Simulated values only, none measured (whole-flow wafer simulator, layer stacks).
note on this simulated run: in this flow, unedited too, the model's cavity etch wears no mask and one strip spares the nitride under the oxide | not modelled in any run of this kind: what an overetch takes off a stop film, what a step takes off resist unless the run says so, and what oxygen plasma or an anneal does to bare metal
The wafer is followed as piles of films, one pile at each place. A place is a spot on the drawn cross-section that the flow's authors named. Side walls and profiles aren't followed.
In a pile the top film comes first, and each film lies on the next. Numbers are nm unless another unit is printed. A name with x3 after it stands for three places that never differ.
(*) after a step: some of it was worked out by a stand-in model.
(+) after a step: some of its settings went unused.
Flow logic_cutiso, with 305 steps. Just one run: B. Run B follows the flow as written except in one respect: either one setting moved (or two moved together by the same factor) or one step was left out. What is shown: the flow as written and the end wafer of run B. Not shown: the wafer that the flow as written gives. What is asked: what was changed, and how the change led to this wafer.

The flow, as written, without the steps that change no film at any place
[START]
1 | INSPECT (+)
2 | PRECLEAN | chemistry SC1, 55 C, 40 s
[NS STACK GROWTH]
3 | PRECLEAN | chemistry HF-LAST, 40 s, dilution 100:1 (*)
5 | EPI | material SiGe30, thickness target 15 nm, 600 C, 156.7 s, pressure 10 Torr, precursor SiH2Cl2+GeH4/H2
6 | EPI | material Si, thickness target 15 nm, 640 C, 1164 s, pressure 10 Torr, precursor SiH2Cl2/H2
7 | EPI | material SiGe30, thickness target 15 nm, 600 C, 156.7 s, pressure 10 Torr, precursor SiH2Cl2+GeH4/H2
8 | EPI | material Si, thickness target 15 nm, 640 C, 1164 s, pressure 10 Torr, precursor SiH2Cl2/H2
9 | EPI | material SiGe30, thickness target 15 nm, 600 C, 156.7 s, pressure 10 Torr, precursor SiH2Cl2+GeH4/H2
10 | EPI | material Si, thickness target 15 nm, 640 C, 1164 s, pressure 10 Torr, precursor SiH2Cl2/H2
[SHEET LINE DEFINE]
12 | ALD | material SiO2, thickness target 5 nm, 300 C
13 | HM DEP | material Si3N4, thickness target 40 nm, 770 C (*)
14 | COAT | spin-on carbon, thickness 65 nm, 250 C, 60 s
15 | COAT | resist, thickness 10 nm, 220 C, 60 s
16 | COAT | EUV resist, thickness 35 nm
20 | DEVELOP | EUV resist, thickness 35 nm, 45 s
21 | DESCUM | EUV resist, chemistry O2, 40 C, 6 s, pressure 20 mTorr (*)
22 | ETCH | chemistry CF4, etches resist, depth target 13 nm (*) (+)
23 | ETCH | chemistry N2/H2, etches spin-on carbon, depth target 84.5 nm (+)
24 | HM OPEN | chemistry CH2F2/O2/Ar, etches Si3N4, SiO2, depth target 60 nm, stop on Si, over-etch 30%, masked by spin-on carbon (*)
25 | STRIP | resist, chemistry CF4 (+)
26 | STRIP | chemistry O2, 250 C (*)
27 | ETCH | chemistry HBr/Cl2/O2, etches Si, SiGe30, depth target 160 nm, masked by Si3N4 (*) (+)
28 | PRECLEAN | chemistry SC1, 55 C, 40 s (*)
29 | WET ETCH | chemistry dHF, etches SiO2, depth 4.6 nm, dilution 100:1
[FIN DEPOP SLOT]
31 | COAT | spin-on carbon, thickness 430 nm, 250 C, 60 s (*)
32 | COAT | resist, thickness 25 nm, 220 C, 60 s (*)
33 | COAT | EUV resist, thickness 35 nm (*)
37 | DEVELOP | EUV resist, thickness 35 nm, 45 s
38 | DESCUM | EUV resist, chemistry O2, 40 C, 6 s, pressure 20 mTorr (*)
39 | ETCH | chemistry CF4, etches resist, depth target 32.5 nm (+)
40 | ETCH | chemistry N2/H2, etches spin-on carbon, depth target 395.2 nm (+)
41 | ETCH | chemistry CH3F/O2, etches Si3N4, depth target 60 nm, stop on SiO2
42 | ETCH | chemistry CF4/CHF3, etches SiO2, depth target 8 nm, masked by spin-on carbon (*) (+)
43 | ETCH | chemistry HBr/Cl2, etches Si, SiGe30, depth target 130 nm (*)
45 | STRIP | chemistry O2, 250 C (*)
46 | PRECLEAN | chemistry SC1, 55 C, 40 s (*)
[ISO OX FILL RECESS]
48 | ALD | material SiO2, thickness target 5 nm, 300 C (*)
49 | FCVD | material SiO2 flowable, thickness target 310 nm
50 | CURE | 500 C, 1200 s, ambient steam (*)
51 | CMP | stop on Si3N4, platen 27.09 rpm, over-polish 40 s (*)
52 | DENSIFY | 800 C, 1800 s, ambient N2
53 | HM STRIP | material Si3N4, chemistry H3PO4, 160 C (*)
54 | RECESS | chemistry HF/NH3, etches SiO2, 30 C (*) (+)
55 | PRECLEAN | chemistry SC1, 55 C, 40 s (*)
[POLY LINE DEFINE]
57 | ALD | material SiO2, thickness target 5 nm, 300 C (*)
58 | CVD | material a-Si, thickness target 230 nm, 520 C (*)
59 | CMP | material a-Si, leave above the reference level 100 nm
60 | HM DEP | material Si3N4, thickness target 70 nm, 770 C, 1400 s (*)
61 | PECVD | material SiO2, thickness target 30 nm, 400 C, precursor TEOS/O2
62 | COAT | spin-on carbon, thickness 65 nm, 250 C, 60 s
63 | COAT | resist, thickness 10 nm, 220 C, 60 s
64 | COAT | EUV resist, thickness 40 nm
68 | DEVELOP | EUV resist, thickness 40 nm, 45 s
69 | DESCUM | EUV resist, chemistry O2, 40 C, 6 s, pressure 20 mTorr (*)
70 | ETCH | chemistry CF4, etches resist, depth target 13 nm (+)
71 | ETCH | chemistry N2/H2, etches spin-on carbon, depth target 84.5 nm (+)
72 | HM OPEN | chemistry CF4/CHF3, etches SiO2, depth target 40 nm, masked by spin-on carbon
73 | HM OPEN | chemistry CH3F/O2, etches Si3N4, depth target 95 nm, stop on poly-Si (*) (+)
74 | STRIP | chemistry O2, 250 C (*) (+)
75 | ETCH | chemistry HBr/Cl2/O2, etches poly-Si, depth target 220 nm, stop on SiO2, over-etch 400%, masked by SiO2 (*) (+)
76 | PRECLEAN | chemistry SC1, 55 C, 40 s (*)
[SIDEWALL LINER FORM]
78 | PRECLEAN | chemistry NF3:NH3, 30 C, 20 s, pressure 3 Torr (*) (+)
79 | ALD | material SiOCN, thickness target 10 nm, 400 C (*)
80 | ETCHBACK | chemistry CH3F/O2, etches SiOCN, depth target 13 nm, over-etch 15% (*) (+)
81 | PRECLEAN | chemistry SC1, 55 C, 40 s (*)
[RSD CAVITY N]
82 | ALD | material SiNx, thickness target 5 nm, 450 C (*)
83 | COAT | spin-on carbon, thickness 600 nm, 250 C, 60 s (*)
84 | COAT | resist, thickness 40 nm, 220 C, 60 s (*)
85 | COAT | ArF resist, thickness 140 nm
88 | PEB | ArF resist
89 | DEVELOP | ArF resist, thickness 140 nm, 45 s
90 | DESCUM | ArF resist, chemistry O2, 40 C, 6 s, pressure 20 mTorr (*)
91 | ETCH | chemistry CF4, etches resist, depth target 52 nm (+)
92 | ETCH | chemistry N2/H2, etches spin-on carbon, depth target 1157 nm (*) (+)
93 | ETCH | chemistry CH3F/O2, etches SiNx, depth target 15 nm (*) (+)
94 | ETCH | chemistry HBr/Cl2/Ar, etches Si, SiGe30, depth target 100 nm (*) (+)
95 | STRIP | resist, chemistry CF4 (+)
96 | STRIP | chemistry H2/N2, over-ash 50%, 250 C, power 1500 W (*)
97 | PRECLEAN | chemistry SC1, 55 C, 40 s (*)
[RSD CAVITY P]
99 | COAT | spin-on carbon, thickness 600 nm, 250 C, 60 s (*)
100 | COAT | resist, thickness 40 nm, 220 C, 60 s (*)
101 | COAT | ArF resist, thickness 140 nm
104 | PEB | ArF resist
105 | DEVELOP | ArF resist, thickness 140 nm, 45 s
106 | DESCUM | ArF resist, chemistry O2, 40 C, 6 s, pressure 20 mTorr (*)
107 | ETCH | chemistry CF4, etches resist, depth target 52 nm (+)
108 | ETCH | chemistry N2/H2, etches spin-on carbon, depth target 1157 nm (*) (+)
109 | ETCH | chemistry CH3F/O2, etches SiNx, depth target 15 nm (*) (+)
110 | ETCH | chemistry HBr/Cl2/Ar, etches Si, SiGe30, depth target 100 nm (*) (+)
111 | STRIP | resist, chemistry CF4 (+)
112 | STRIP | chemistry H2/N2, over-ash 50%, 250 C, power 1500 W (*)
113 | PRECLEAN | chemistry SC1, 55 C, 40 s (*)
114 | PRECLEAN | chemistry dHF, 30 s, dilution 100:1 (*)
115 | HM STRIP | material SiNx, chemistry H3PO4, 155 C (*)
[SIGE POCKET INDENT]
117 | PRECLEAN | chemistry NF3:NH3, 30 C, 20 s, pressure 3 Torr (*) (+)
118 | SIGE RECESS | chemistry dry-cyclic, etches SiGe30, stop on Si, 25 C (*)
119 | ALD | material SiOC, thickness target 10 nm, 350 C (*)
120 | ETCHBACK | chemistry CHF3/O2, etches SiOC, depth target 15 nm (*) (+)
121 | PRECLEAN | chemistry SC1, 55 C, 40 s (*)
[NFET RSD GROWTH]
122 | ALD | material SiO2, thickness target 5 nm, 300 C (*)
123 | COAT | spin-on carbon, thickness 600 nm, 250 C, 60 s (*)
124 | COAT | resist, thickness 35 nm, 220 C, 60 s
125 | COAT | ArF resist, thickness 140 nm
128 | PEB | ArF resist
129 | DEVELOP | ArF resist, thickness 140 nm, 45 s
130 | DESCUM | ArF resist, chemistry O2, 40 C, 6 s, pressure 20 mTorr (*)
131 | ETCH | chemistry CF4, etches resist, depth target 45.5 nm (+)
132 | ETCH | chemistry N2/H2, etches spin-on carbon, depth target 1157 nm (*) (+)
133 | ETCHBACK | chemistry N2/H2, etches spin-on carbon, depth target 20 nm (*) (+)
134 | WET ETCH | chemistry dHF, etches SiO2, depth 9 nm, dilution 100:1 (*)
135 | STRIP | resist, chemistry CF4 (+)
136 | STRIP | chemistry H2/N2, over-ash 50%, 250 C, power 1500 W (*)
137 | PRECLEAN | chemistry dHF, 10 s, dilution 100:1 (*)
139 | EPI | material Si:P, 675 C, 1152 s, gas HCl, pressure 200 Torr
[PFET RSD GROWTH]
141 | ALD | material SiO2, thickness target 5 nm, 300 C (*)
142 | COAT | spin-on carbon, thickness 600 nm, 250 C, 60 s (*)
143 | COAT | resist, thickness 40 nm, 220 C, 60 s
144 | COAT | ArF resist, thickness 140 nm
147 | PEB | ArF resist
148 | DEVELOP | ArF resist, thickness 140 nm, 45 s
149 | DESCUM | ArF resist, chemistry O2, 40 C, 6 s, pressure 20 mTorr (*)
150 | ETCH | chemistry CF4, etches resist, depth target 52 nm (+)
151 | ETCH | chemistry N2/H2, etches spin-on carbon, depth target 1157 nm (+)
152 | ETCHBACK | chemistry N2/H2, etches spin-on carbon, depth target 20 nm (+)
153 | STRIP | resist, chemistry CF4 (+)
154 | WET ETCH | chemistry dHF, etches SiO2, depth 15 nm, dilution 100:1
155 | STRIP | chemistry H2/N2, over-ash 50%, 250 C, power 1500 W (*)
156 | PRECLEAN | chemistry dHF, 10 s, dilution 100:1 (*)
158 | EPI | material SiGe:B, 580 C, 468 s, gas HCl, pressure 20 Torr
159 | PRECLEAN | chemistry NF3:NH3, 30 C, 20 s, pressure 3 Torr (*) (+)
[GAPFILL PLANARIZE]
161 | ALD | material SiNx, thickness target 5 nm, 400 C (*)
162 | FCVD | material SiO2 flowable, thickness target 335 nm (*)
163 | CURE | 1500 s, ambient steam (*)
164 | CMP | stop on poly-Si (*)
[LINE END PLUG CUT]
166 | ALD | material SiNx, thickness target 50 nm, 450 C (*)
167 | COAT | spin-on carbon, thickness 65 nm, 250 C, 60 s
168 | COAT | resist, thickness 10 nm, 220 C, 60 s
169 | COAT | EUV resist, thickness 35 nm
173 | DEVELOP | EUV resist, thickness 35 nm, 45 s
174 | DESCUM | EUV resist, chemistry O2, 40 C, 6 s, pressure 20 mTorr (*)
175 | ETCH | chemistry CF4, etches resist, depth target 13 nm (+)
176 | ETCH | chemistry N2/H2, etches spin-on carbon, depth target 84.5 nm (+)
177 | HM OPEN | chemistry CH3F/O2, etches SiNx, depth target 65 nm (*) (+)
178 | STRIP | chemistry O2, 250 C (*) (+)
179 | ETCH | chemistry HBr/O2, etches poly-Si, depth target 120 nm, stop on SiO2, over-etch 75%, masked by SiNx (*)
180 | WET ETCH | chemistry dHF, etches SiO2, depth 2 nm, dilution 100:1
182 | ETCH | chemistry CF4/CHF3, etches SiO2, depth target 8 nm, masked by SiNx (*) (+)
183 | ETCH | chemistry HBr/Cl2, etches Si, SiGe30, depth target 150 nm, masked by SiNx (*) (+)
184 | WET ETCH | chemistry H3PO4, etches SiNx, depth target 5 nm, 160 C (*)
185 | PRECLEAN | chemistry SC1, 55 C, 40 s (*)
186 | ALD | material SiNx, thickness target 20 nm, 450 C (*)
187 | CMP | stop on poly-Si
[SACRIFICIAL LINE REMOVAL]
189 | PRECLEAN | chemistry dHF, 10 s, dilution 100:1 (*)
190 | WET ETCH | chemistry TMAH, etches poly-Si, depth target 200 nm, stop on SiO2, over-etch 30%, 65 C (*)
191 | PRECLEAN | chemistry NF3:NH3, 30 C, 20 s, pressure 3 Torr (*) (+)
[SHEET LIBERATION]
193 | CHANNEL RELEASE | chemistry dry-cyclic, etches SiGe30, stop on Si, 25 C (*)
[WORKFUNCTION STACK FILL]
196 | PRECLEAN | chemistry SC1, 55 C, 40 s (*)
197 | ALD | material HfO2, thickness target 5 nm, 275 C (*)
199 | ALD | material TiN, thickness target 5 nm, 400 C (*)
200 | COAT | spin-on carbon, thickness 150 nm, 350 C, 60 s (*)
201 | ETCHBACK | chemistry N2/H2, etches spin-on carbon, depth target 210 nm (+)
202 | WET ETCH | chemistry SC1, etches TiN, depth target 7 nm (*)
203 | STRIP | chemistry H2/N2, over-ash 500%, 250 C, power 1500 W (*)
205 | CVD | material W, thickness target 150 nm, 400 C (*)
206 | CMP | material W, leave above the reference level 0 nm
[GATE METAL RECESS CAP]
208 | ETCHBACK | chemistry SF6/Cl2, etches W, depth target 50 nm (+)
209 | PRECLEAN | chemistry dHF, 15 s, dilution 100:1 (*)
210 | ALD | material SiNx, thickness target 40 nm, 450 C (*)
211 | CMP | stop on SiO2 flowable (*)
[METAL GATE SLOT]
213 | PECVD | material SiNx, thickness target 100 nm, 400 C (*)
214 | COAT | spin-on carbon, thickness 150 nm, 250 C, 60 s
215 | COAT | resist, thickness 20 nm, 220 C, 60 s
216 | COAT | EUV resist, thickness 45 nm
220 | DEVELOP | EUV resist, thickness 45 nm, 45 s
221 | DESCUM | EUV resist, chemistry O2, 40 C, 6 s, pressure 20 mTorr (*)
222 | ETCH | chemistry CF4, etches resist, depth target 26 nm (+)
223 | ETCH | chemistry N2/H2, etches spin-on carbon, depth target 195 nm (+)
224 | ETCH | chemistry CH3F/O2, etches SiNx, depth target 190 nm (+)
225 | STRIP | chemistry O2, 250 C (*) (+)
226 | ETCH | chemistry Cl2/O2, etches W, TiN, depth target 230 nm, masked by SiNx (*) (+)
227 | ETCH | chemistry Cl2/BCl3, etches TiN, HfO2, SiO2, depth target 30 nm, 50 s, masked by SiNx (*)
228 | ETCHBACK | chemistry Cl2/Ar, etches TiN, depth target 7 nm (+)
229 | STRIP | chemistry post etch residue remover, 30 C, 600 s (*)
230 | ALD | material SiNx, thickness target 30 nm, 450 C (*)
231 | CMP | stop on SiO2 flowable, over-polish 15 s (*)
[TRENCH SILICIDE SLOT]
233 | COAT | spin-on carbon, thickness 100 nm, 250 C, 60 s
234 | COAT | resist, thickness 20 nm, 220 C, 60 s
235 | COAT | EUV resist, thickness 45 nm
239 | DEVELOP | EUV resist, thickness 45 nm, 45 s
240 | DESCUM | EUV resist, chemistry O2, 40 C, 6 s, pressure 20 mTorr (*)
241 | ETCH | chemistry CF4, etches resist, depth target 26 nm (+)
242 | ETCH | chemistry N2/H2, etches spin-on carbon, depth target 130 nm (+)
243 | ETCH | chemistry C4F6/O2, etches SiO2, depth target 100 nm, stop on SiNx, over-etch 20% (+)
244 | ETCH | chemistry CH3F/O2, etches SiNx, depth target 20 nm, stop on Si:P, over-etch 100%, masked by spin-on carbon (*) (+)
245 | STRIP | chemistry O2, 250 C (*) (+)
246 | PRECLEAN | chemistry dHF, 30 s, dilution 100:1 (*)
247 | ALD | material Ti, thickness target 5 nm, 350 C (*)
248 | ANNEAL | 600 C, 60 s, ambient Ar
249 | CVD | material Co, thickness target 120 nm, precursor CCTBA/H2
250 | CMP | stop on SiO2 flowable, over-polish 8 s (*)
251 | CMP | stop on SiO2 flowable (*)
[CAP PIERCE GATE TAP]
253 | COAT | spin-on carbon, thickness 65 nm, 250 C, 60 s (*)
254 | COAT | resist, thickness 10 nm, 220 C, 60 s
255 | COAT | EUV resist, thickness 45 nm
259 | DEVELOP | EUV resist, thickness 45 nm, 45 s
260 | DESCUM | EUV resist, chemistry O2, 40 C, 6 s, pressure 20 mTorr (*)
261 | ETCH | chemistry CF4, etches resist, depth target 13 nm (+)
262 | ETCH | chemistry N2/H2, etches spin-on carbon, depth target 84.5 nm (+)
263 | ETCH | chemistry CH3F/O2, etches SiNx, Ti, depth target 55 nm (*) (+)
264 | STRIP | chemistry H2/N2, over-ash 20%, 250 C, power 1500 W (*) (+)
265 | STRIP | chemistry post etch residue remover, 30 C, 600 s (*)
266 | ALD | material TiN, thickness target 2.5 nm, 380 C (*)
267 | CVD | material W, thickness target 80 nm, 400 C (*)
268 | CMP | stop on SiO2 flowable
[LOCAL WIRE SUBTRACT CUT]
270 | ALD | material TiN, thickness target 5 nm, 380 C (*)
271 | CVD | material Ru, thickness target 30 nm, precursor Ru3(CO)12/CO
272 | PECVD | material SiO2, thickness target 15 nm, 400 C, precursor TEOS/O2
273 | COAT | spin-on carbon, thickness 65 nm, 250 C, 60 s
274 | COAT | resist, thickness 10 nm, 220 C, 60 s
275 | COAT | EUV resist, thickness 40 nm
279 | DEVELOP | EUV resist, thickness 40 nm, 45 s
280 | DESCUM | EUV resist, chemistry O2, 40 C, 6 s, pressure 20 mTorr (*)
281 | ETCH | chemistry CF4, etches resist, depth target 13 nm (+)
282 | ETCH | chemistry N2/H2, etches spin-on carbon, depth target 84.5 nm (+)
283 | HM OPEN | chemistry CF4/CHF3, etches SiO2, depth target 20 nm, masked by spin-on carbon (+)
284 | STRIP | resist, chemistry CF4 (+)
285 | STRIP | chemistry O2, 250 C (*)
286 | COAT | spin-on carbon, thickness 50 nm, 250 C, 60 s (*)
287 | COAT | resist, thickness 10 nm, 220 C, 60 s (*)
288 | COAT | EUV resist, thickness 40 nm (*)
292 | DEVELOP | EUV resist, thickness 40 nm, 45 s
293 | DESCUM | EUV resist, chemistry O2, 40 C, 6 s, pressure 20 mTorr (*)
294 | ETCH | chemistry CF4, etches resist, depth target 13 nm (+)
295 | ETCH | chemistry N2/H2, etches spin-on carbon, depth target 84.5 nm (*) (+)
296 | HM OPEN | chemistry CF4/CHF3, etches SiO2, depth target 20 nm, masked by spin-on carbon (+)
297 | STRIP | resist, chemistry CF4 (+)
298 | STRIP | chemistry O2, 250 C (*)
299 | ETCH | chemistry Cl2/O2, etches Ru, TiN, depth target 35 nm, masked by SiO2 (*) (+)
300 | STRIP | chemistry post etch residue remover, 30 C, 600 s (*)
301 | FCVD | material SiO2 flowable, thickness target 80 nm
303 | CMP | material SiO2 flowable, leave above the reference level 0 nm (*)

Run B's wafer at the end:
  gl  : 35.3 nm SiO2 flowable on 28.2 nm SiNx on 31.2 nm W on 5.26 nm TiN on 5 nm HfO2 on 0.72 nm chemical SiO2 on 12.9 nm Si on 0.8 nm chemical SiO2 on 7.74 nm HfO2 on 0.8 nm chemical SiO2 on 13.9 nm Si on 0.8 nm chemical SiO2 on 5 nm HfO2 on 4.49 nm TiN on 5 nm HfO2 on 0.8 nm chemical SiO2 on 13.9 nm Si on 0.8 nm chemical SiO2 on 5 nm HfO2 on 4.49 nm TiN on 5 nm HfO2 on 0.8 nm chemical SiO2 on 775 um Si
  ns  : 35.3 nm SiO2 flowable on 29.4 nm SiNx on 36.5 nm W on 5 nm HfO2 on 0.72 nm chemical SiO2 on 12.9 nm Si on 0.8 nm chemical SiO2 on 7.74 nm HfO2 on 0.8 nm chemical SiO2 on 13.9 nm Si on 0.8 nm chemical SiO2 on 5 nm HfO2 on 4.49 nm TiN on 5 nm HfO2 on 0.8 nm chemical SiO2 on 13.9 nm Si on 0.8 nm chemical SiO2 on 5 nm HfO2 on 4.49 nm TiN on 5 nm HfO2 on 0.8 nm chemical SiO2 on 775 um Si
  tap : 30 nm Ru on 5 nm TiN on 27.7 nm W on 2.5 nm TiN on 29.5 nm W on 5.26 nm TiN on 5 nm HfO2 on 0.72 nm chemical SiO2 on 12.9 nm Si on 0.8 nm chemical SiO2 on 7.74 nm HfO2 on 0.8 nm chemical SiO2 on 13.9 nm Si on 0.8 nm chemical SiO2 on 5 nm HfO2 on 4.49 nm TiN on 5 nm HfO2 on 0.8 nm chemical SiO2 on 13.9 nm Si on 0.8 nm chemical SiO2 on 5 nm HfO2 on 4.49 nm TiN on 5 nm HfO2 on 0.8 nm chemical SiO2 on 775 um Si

Cause: step 9, EPI: 86.2 s was run, though the flow has 156.7 s.

How this came from the change, step by step:
  9 | EPI | material SiGe30, thickness target 15 nm, 600 C, 156.7 s, pressure 10 Torr, precursor SiH2Cl2+GeH4/H2
      depop, dpovl, gfld and 19 more: +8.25 SiGe30 (new film) (in the flow as written it would be: +15 SiGe30 (new film))
  27 | ETCH | chemistry HBr/Cl2/O2, etches Si, SiGe30, depth target 160 nm, masked by Si3N4 (*) (+)
      gfld, gxf, iso, lnri: -0.79 chemical SiO2 (all of it), -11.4 Si (all of it), -8.25 SiGe30 (all of it), -15 Si (all of it), -15 SiGe30 (all of it), -15 Si (all of it), -15 SiGe30 (all of it), -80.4 Si (in the flow as written it would be: -0.79 chemical SiO2 (all of it), -11.4 Si (all of it), -15 SiGe30 (all of it), -15 Si (all of it), -15 SiGe30 (all of it), -15 Si (all of it), -15 SiGe30 (all of it), -73.6 Si)
      dpovl, nsgap: -0.79 chemical SiO2 (all of it), -11.8 Si (all of it), -8.25 SiGe30 (all of it), -15 Si (all of it), -15 SiGe30 (all of it), -15 Si (all of it), -15 SiGe30 (all of it), -80 Si (in the flow as written it would be: -0.79 chemical SiO2 (all of it), -11.8 Si (all of it), -15 SiGe30 (all of it), -15 Si (all of it), -15 SiGe30 (all of it), -15 Si (all of it), -15 SiGe30 (all of it), -73.2 Si)
      (as well as at 1 more place)
  43 | ETCH | chemistry HBr/Cl2, etches Si, SiGe30, depth target 130 nm (*)
      depop: -14 Si (all of it), -8.25 SiGe30 (all of it), -15 Si (all of it), -15 SiGe30 (all of it), -15 Si (all of it), -15 SiGe30 (all of it), -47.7 Si (in the flow as written it would be: -14 Si (all of it), -15 SiGe30 (all of it), -15 Si (all of it), -15 SiGe30 (all of it), -15 Si (all of it), -15 SiGe30 (all of it), -41 Si)
  94 | ETCH | chemistry HBr/Cl2/Ar, etches Si, SiGe30, depth target 100 nm (*) (+)
      rsdn, rsdx: -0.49 chemical SiO2 (all of it), -12.8 Si (all of it), -8.25 SiGe30 (all of it), -15 Si (all of it), -15 SiGe30 (all of it), -15 Si (all of it), -15 SiGe30 (all of it), -18.9 Si (in the flow as written it would be: -0.49 chemical SiO2 (all of it), -12.8 Si (all of it), -15 SiGe30 (all of it), -15 Si (all of it), -15 SiGe30 (all of it), -15 Si (all of it), -15 SiGe30 (all of it), -12.2 Si)
  110 | ETCH | chemistry HBr/Cl2/Ar, etches Si, SiGe30, depth target 100 nm (*) (+)
      rsdp, rsdw: -0.49 chemical SiO2 (all of it), -12.8 Si (all of it), -8.25 SiGe30 (all of it), -15 Si (all of it), -15 SiGe30 (all of it), -15 Si (all of it), -15 SiGe30 (all of it), -18.9 Si (in the flow as written it would be: -0.49 chemical SiO2 (all of it), -12.8 Si (all of it), -15 SiGe30 (all of it), -15 Si (all of it), -15 SiGe30 (all of it), -15 Si (all of it), -15 SiGe30 (all of it), -12.2 Si)
  118 | SIGE RECESS | chemistry dry-cyclic, etches SiGe30, stop on Si, 25 C (*)
      lnr, lnrp, lnrt: -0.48 SiOCN, -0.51 Si, +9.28 cavity (new film), -8.25 SiGe30 (all of it), -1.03 Si, +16 cavity (new film), -15 SiGe30 (all of it), -1.03 Si, +16 cavity (new film), -15 SiGe30 (all of it), -0.51 Si (in the flow as written it would be: -0.48 SiOCN, -0.51 Si, +16 cavity (new film), -15 SiGe30 (all of it), -1.03 Si, +16 cavity (new film), -15 SiGe30 (all of it), -1.03 Si, +16 cavity (new film), -15 SiGe30 (all of it), -0.51 Si)
  119 | ALD | material SiOC, thickness target 10 nm, 350 C (*)
      lnr, lnrp, lnrt: +10 SiOC (new film), +9.28 SiOC (new film), -9.28 cavity (all of it), +16 SiOC (new film), -16 cavity (all of it), +16 SiOC (new film), -16 cavity (all of it) (in the flow as written it would be: +10 SiOC (new film), +16 SiOC (new film), -16 cavity (all of it), +16 SiOC (new film), -16 cavity (all of it), +16 SiOC (new film), -16 cavity (all of it))
  183 | ETCH | chemistry HBr/Cl2, etches Si, SiGe30, depth target 150 nm, masked by SiNx (*) (+)
      plug: -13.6 Si (all of it), -8.25 SiGe30 (all of it), -15 Si (all of it), -15 SiGe30 (all of it), -15 Si (all of it), -15 SiGe30 (all of it), -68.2 Si (in the flow as written it would be: -13.6 Si (all of it), -15 SiGe30 (all of it), -15 Si (all of it), -15 SiGe30 (all of it), -15 Si (all of it), -15 SiGe30 (all of it), -61.4 Si)
  193 | CHANNEL RELEASE | chemistry dry-cyclic, etches SiGe30, stop on Si, 25 C (*)
      gl, glp, gxn, gxp, ns, tap: +0.8 chemical SiO2 (new film), -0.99 Si, +0.8 chemical SiO2 (new film), +7.74 cavity (new film), +0.8 chemical SiO2 (new film), -8.25 SiGe30 (all of it), -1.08 Si, +0.8 chemical SiO2 (new film), +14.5 cavity (new film), +0.8 chemical SiO2 (new film), -15 SiGe30 (all of it), -1.08 Si, +0.8 chemical SiO2 (new film), +14.5 cavity (new film), +0.8 chemical SiO2 (new film), -15 SiGe30 (all of it), -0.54 Si (in the flow as written it would be: +0.8 chemical SiO2 (new film), -0.99 Si, +0.8 chemical SiO2 (new film), +14.5 cavity (new film), +0.8 chemical SiO2 (new film), -15 SiGe30 (all of it), -1.08 Si, +0.8 chemical SiO2 (new film), +14.5 cavity (new film), +0.8 chemical SiO2 (new film), -15 SiGe30 (all of it), -1.08 Si, +0.8 chemical SiO2 (new film), +14.5 cavity (new film), +0.8 chemical SiO2 (new film), -15 SiGe30 (all of it), -0.54 Si)
  197 | ALD | material HfO2, thickness target 5 nm, 275 C (*)
      gl, glp, gxn, gxp, ns, tap: +5 HfO2 (new film), +7.74 HfO2 (new film), -7.74 cavity (all of it), +5 HfO2 (new film), -10 cavity, +5 HfO2 (new film), +5 HfO2 (new film), -10 cavity, +5 HfO2 (new film) (in the flow as written it would be: +5 HfO2 (new film), +5 HfO2 (new film), -10 cavity, +5 HfO2 (new film), +5 HfO2 (new film), -10 cavity, +5 HfO2 (new film), +5 HfO2 (new film), -10 cavity, +5 HfO2 (new film))
  199 | ALD | material TiN, thickness target 5 nm, 400 C (*)
      gl, glp, tap: +5.26 TiN (new film), +4.49 TiN (new film), -4.49 cavity (all of it), +4.49 TiN (new film), -4.49 cavity (all of it) (in the flow as written it would be: +5.26 TiN (new film), +4.49 TiN (new film), -4.49 cavity (all of it), +4.49 TiN (new film), -4.49 cavity (all of it), +4.49 TiN (new film), -4.49 cavity (all of it))
      gxn, gxp, ns: +5 TiN (new film), +4.49 TiN (new film), -4.49 cavity (all of it), +4.49 TiN (new film), -4.49 cavity (all of it) (in the flow as written it would be: +5 TiN (new film), +4.49 TiN (new film), -4.49 cavity (all of it), +4.49 TiN (new film), -4.49 cavity (all of it), +4.49 TiN (new film), -4.49 cavity (all of it))
If metal films that touch count as one body, gl has 3 bodies (between them, from the top down: HfO2 5 / chemical SiO2 0.72 / Si 12.9 / chemical SiO2 0.8 / HfO2 7.74 / chemical SiO2 0.8 / Si 13.9 / chemical SiO2 0.8 / HfO2 5; HfO2 5 / chemical SiO2 0.8 / Si 13.9 / chemical SiO2 0.8 / HfO2 5); the flow as written gives 4 bodies (between them, from the top down: HfO2 5 / chemical SiO2 0.72 / Si 12.9 / chemical SiO2 0.8 / HfO2 5; HfO2 5 / chemical SiO2 0.8 / Si 13.9 / chemical SiO2 0.8 / HfO2 5; HfO2 5 / chemical SiO2 0.8 / Si 13.9 / chemical SiO2 0.8 / HfO2 5).
If metal films that touch count as one body, ns has 3 bodies (between them, from the top down: HfO2 5 / chemical SiO2 0.72 / Si 12.9 / chemical SiO2 0.8 / HfO2 7.74 / chemical SiO2 0.8 / Si 13.9 / chemical SiO2 0.8 / HfO2 5; HfO2 5 / chemical SiO2 0.8 / Si 13.9 / chemical SiO2 0.8 / HfO2 5); the flow as written gives 4 bodies (between them, from the top down: HfO2 5 / chemical SiO2 0.72 / Si 12.9 / chemical SiO2 0.8 / HfO2 5; HfO2 5 / chemical SiO2 0.8 / Si 13.9 / chemical SiO2 0.8 / HfO2 5; HfO2 5 / chemical SiO2 0.8 / Si 13.9 / chemical SiO2 0.8 / HfO2 5).
If metal films that touch count as one body, tap has 3 bodies (between them, from the top down: HfO2 5 / chemical SiO2 0.72 / Si 12.9 / chemical SiO2 0.8 / HfO2 7.74 / chemical SiO2 0.8 / Si 13.9 / chemical SiO2 0.8 / HfO2 5; HfO2 5 / chemical SiO2 0.8 / Si 13.9 / chemical SiO2 0.8 / HfO2 5); the flow as written gives 4 bodies (between them, from the top down: HfO2 5 / chemical SiO2 0.72 / Si 12.9 / chemical SiO2 0.8 / HfO2 5; HfO2 5 / chemical SiO2 0.8 / Si 13.9 / chemical SiO2 0.8 / HfO2 5; HfO2 5 / chemical SiO2 0.8 / Si 13.9 / chemical SiO2 0.8 / HfO2 5).
